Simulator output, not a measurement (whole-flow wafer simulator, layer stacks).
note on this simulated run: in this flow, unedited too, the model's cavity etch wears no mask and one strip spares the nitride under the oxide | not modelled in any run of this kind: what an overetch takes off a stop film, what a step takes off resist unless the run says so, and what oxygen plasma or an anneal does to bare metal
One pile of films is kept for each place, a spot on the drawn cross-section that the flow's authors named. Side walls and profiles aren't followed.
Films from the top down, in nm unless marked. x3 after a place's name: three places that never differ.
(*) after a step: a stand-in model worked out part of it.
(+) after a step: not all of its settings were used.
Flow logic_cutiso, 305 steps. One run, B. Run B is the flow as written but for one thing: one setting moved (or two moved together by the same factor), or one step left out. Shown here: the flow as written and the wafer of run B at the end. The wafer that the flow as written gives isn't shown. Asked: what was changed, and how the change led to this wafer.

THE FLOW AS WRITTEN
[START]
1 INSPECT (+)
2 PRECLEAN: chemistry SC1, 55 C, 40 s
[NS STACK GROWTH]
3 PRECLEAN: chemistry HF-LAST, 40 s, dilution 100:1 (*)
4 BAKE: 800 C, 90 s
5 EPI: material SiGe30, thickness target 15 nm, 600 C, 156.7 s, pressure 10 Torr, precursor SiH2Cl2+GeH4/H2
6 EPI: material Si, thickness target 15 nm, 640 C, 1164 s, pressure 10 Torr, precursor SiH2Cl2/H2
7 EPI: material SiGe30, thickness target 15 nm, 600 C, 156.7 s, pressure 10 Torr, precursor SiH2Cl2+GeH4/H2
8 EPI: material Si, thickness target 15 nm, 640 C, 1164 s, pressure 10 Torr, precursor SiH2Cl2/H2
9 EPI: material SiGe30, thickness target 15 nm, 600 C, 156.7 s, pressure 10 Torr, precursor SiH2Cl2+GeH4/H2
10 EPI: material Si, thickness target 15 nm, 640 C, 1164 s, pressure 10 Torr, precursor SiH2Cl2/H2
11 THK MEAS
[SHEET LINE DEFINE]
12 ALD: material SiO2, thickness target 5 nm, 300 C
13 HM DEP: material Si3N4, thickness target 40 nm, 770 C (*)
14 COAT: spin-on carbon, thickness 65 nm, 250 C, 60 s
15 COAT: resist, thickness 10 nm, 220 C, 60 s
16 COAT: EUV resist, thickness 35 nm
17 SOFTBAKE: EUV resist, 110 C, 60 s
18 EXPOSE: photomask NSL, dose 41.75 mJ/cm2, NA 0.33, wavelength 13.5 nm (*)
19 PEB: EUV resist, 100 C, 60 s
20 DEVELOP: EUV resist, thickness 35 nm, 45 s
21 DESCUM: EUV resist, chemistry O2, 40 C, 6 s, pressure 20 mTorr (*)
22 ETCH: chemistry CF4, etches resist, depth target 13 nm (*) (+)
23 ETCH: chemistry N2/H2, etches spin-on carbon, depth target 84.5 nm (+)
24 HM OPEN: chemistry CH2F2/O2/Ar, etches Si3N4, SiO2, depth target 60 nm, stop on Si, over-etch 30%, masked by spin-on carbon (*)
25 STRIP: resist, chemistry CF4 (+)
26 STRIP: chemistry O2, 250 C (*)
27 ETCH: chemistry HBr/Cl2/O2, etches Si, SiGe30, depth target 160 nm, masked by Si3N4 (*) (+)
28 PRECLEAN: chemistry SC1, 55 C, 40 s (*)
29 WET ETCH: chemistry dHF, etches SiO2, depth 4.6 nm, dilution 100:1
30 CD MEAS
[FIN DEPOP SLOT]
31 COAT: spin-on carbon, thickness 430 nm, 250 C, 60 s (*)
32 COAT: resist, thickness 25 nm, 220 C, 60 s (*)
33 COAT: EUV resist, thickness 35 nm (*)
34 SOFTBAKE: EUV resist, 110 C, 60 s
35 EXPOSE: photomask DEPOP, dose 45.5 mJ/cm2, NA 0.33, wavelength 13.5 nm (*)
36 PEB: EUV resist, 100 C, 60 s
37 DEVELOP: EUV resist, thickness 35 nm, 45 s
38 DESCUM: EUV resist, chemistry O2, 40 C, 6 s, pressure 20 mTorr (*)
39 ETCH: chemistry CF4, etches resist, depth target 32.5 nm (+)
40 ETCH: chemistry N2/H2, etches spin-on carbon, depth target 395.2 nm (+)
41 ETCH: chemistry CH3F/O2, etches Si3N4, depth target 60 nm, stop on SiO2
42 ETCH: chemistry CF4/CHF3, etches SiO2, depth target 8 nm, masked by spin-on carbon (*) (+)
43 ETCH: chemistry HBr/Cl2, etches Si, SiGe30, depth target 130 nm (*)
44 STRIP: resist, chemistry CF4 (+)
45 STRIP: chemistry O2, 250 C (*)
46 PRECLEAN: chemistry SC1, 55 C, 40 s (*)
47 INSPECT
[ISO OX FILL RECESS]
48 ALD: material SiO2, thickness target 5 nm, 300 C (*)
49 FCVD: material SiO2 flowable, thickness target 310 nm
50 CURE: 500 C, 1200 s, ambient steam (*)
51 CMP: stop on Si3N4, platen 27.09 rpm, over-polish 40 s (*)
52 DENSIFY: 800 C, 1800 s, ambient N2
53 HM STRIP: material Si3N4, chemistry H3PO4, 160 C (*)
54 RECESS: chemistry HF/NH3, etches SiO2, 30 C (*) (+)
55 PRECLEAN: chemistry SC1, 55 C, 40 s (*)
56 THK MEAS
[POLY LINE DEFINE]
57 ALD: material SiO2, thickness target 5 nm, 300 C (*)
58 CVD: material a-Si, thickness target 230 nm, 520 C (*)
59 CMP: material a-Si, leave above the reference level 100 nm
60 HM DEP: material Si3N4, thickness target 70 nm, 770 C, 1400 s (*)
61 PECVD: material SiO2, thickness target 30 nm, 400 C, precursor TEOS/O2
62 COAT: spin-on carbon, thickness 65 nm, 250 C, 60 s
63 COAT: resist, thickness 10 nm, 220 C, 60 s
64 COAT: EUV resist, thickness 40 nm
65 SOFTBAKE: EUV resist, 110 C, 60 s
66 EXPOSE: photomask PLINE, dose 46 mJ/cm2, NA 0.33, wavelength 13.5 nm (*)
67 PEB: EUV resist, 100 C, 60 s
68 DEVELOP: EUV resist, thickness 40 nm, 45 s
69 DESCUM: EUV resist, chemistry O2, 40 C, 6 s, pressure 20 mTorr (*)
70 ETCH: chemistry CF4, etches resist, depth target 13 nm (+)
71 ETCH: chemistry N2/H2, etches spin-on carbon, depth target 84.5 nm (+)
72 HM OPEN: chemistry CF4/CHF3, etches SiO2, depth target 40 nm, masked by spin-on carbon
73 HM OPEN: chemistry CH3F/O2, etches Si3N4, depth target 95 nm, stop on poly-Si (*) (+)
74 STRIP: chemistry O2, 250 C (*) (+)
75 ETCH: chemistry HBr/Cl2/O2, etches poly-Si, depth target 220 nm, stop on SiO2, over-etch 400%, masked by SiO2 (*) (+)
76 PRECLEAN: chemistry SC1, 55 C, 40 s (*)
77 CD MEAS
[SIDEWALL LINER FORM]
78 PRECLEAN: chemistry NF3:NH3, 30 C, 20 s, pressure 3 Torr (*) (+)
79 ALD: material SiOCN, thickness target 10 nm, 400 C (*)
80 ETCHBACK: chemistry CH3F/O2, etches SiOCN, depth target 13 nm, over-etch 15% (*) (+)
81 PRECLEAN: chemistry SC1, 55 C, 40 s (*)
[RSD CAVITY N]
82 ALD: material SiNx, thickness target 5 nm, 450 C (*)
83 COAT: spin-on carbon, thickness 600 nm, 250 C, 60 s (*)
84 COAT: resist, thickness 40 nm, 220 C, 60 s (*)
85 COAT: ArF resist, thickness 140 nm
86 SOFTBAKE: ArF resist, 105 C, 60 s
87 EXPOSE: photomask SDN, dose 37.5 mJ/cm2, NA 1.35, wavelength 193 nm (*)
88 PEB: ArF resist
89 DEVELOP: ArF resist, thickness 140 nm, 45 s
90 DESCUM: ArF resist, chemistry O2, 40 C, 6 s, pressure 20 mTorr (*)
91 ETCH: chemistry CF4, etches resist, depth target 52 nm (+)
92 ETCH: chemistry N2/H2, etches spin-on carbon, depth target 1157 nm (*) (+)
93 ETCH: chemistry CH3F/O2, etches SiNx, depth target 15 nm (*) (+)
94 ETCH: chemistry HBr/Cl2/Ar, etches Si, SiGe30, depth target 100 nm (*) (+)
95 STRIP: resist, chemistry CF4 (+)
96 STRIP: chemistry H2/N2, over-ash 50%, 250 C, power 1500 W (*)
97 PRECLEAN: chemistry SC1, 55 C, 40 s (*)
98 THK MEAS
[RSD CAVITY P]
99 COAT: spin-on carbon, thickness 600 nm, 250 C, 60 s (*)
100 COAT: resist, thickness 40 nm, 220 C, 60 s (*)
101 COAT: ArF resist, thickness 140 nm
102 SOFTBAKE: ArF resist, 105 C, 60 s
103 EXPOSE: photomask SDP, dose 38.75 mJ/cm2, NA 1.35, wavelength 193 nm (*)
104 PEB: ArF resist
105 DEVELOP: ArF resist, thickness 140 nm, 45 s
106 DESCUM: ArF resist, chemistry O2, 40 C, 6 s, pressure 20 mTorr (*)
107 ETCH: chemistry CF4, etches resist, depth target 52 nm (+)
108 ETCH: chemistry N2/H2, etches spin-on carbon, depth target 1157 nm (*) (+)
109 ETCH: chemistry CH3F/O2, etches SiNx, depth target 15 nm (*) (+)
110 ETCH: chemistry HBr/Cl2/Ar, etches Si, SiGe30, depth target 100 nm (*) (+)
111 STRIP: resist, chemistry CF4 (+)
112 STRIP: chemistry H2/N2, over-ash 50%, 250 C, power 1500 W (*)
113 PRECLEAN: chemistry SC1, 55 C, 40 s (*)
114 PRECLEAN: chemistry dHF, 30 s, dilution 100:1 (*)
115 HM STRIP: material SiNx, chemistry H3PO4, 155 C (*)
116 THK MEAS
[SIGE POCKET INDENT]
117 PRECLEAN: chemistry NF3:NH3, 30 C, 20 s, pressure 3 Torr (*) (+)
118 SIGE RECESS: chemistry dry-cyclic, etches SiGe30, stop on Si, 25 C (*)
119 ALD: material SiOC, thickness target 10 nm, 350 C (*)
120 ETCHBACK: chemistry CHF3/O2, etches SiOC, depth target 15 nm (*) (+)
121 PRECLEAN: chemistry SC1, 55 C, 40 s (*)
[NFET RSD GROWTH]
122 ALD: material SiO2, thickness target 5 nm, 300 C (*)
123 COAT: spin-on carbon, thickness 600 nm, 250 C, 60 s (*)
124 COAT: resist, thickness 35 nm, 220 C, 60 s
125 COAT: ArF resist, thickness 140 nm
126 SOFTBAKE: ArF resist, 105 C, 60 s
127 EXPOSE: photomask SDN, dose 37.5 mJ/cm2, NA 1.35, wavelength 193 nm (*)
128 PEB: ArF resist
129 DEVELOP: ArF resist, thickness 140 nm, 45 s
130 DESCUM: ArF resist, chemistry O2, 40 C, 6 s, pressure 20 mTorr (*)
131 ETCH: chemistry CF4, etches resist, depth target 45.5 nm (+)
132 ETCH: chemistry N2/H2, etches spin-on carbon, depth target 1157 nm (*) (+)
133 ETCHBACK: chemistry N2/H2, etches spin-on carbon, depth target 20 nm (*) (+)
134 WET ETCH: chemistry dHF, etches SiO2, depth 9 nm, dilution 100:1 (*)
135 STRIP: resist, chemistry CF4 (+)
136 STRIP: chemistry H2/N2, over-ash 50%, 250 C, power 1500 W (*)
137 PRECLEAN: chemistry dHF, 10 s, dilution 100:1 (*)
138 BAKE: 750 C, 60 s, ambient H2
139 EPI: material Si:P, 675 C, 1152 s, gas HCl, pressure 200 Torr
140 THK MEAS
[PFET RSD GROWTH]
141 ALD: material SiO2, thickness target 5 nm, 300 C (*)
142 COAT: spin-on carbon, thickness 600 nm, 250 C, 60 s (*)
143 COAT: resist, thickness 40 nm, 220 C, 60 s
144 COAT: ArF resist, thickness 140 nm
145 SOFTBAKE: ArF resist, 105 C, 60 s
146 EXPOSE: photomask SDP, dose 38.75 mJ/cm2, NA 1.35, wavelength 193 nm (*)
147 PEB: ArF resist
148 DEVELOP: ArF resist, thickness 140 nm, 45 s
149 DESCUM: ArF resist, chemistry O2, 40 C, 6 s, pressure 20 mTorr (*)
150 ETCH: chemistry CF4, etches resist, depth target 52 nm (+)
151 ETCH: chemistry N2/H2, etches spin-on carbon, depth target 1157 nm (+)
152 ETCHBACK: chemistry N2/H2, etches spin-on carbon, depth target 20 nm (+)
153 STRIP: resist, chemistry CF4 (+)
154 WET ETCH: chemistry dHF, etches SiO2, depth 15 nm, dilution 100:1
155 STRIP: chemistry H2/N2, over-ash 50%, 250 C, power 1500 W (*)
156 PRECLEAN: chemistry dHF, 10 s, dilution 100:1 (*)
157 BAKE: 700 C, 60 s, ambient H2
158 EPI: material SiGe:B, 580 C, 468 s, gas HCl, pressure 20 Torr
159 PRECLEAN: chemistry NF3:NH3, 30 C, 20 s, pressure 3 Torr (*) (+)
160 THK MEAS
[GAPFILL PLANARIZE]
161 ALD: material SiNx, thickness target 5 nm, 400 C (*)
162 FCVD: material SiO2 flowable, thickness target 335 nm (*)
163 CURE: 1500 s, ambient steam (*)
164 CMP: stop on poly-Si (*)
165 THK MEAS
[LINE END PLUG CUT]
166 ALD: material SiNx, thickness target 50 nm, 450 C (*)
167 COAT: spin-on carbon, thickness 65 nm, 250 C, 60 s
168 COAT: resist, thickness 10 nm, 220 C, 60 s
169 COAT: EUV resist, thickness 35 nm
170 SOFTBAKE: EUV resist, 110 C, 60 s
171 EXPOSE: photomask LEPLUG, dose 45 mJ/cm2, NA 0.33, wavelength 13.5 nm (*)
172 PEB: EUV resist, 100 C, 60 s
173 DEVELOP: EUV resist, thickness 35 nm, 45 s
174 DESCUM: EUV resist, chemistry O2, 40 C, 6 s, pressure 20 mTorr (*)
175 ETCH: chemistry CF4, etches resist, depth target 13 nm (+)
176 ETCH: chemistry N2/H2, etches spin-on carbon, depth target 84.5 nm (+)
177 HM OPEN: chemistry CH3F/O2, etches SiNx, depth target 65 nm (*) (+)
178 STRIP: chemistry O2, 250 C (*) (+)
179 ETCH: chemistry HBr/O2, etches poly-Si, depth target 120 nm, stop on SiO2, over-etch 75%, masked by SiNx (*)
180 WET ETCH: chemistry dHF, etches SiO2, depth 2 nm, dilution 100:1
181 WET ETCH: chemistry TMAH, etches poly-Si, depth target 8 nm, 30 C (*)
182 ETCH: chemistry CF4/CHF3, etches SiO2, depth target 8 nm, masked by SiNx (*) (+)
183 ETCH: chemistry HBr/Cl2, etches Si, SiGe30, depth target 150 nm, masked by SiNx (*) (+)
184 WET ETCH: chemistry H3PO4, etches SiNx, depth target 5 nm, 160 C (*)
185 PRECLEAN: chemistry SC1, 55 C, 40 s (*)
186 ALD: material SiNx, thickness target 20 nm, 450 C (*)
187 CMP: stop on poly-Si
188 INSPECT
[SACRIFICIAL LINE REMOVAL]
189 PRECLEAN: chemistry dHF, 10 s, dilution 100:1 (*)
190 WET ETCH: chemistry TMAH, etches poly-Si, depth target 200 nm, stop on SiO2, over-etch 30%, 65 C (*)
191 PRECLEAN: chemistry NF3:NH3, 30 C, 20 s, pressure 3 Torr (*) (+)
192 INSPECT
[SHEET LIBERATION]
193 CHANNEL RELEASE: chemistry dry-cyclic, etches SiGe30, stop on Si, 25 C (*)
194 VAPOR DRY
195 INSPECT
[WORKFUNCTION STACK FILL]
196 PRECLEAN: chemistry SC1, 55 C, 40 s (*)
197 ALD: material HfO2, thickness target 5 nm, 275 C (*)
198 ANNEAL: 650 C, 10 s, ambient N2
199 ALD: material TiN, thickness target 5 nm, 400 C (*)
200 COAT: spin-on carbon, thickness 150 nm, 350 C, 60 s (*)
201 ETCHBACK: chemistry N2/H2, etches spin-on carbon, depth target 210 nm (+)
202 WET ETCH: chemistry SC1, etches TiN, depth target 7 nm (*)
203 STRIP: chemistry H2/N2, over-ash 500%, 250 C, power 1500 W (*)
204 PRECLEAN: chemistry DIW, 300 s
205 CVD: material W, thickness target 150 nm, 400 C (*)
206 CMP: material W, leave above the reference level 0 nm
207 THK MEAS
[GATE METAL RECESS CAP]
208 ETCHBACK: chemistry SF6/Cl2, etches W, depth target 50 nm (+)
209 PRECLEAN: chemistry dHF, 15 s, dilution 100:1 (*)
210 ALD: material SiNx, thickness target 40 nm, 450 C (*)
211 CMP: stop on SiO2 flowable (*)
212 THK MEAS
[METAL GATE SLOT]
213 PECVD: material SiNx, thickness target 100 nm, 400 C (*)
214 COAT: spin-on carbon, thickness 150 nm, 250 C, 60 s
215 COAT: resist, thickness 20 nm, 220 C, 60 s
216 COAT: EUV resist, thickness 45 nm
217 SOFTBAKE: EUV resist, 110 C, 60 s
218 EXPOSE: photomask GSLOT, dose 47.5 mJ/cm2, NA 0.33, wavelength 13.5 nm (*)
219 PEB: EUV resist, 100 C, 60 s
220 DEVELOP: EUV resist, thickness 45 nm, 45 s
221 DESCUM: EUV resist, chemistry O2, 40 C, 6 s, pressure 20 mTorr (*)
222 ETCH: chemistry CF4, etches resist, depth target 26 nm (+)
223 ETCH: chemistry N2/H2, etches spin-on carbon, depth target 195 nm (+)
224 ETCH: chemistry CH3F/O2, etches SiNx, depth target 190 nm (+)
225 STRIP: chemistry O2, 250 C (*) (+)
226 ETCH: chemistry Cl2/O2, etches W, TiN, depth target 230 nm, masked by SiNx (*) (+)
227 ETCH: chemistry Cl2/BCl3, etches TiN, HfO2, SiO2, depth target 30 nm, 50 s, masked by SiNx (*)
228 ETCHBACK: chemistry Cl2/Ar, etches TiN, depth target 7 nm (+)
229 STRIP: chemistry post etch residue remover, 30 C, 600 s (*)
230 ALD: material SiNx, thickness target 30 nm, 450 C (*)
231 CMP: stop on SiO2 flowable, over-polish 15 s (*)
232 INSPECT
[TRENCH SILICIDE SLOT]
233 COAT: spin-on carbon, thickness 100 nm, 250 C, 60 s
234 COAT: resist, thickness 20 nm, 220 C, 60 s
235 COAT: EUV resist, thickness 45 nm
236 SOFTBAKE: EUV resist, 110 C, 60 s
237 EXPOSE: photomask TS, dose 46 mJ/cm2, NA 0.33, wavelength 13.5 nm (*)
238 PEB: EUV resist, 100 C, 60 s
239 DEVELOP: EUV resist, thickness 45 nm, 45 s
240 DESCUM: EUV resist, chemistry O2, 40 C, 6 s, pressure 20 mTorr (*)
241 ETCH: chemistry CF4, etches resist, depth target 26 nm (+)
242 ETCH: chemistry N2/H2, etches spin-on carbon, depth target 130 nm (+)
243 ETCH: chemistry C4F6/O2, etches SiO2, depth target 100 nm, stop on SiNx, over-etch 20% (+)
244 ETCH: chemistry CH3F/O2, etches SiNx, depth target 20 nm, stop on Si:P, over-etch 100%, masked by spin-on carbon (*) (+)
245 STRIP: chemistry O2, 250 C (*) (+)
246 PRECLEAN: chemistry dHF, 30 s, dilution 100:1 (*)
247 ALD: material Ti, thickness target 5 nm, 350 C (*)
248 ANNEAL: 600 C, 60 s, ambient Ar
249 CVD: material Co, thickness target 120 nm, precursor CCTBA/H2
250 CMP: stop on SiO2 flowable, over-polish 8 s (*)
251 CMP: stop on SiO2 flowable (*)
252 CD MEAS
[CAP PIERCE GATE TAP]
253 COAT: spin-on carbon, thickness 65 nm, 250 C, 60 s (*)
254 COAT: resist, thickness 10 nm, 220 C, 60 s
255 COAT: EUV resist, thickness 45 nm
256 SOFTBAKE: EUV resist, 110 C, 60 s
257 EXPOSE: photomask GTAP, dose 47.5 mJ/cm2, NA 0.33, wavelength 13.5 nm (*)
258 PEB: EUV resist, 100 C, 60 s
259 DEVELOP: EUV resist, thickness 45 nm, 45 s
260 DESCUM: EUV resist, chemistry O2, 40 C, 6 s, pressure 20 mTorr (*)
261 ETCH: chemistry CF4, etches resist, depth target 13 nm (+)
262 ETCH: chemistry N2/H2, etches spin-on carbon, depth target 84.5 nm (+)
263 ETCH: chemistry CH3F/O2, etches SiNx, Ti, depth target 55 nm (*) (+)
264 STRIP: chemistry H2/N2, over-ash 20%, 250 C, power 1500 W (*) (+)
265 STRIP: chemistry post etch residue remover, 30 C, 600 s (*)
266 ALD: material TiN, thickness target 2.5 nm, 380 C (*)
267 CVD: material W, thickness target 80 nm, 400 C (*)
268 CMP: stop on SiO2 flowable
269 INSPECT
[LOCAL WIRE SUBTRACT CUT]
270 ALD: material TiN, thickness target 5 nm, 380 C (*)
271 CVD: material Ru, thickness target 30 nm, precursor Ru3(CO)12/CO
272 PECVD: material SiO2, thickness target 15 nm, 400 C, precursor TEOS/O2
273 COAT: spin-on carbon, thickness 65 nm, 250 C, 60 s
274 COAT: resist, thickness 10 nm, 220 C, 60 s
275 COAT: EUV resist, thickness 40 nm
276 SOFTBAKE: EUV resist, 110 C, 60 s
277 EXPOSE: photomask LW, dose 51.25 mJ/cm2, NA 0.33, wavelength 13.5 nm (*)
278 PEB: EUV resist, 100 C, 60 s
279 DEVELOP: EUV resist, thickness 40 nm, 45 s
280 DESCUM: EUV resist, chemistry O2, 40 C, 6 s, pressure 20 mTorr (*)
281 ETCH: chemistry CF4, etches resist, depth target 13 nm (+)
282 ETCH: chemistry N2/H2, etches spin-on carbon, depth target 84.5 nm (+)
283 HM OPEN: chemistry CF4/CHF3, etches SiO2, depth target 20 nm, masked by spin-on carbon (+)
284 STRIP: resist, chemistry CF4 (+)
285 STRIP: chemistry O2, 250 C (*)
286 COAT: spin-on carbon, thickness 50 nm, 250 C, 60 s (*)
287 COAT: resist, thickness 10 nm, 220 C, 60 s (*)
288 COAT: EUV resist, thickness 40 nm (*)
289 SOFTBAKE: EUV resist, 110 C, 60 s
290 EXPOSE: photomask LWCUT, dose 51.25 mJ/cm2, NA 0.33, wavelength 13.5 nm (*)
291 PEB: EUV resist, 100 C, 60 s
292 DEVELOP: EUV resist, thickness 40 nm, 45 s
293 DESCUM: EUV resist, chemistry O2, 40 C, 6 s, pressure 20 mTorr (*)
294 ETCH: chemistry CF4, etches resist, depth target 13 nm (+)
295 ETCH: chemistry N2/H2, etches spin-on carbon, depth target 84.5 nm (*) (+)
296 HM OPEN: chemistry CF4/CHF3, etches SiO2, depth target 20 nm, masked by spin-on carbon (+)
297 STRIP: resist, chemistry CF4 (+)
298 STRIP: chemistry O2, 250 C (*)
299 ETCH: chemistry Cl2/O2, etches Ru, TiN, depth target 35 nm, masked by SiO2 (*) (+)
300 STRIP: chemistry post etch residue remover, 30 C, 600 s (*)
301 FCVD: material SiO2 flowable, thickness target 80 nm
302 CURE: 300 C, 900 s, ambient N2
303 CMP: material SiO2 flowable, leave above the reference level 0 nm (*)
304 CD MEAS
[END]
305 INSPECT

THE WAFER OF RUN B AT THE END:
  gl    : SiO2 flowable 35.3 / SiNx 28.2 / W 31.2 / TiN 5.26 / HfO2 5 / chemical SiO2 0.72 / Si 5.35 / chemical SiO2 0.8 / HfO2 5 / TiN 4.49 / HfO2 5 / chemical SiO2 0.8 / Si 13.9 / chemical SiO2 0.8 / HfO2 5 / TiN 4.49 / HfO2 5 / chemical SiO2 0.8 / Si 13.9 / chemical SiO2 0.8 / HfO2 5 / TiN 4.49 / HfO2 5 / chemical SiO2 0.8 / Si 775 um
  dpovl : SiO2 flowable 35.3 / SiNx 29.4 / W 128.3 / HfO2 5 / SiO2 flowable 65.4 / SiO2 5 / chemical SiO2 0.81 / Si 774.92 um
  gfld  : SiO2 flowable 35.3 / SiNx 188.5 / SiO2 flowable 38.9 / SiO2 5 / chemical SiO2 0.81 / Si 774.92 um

The cause: step 10, EPI: 582.2 s was run, where the flow has 1164 s.

How the change led to this, step by step:
  10 EPI: material Si, thickness target 15 nm, 640 C, 1164 s, pressure 10 Torr, precursor SiH2Cl2/H2
      depop, dpovl, gfld and 19 more: Si +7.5 (new film) (as written it would be: Si +15 (new film))
  27 ETCH: chemistry HBr/Cl2/O2, etches Si, SiGe30, depth target 160 nm, masked by Si3N4 (*) (+)
      gfld, gxf, iso, lnri: chemical SiO2 -0.79 (all of it), Si -3.85 (all of it), SiGe30 -15 (all of it), Si -15 (all of it), SiGe30 -15 (all of it), Si -15 (all of it), SiGe30 -15 (all of it), Si -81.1 (as written it would be: chemical SiO2 -0.79 (all of it), Si -11.4 (all of it), SiGe30 -15 (all of it), Si -15 (all of it), SiGe30 -15 (all of it), Si -15 (all of it), SiGe30 -15 (all of it), Si -73.6)
      dpovl, nsgap: chemical SiO2 -0.79 (all of it), Si -4.25 (all of it), SiGe30 -15 (all of it), Si -15 (all of it), SiGe30 -15 (all of it), Si -15 (all of it), SiGe30 -15 (all of it), Si -80.7 (as written it would be: chemical SiO2 -0.79 (all of it), Si -11.8 (all of it), SiGe30 -15 (all of it), Si -15 (all of it), SiGe30 -15 (all of it), Si -15 (all of it), SiGe30 -15 (all of it), Si -73.2)
      (and at 1 more place)
  43 ETCH: chemistry HBr/Cl2, etches Si, SiGe30, depth target 130 nm (*)
      depop: Si -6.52 (all of it), SiGe30 -15 (all of it), Si -15 (all of it), SiGe30 -15 (all of it), Si -15 (all of it), SiGe30 -15 (all of it), Si -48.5 (as written it would be: Si -14 (all of it), SiGe30 -15 (all of it), Si -15 (all of it), SiGe30 -15 (all of it), Si -15 (all of it), SiGe30 -15 (all of it), Si -41)
  94 ETCH: chemistry HBr/Cl2/Ar, etches Si, SiGe30, depth target 100 nm (*) (+)
      rsdn, rsdx: chemical SiO2 -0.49 (all of it), Si -5.32 (all of it), SiGe30 -15 (all of it), Si -15 (all of it), SiGe30 -15 (all of it), Si -15 (all of it), SiGe30 -15 (all of it), Si -19.7 (as written it would be: chemical SiO2 -0.49 (all of it), Si -12.8 (all of it), SiGe30 -15 (all of it), Si -15 (all of it), SiGe30 -15 (all of it), Si -15 (all of it), SiGe30 -15 (all of it), Si -12.2)
  110 ETCH: chemistry HBr/Cl2/Ar, etches Si, SiGe30, depth target 100 nm (*) (+)
      rsdp, rsdw: chemical SiO2 -0.49 (all of it), Si -5.32 (all of it), SiGe30 -15 (all of it), Si -15 (all of it), SiGe30 -15 (all of it), Si -15 (all of it), SiGe30 -15 (all of it), Si -19.7 (as written it would be: chemical SiO2 -0.49 (all of it), Si -12.8 (all of it), SiGe30 -15 (all of it), Si -15 (all of it), SiGe30 -15 (all of it), Si -15 (all of it), SiGe30 -15 (all of it), Si -12.2)
  183 ETCH: chemistry HBr/Cl2, etches Si, SiGe30, depth target 150 nm, masked by SiNx (*) (+)
      plug: Si -6.05 (all of it), SiGe30 -15 (all of it), Si -15 (all of it), SiGe30 -15 (all of it), Si -15 (all of it), SiGe30 -15 (all of it), Si -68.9 (as written it would be: Si -13.6 (all of it), SiGe30 -15 (all of it), Si -15 (all of it), SiGe30 -15 (all of it), Si -15 (all of it), SiGe30 -15 (all of it), Si -61.4)
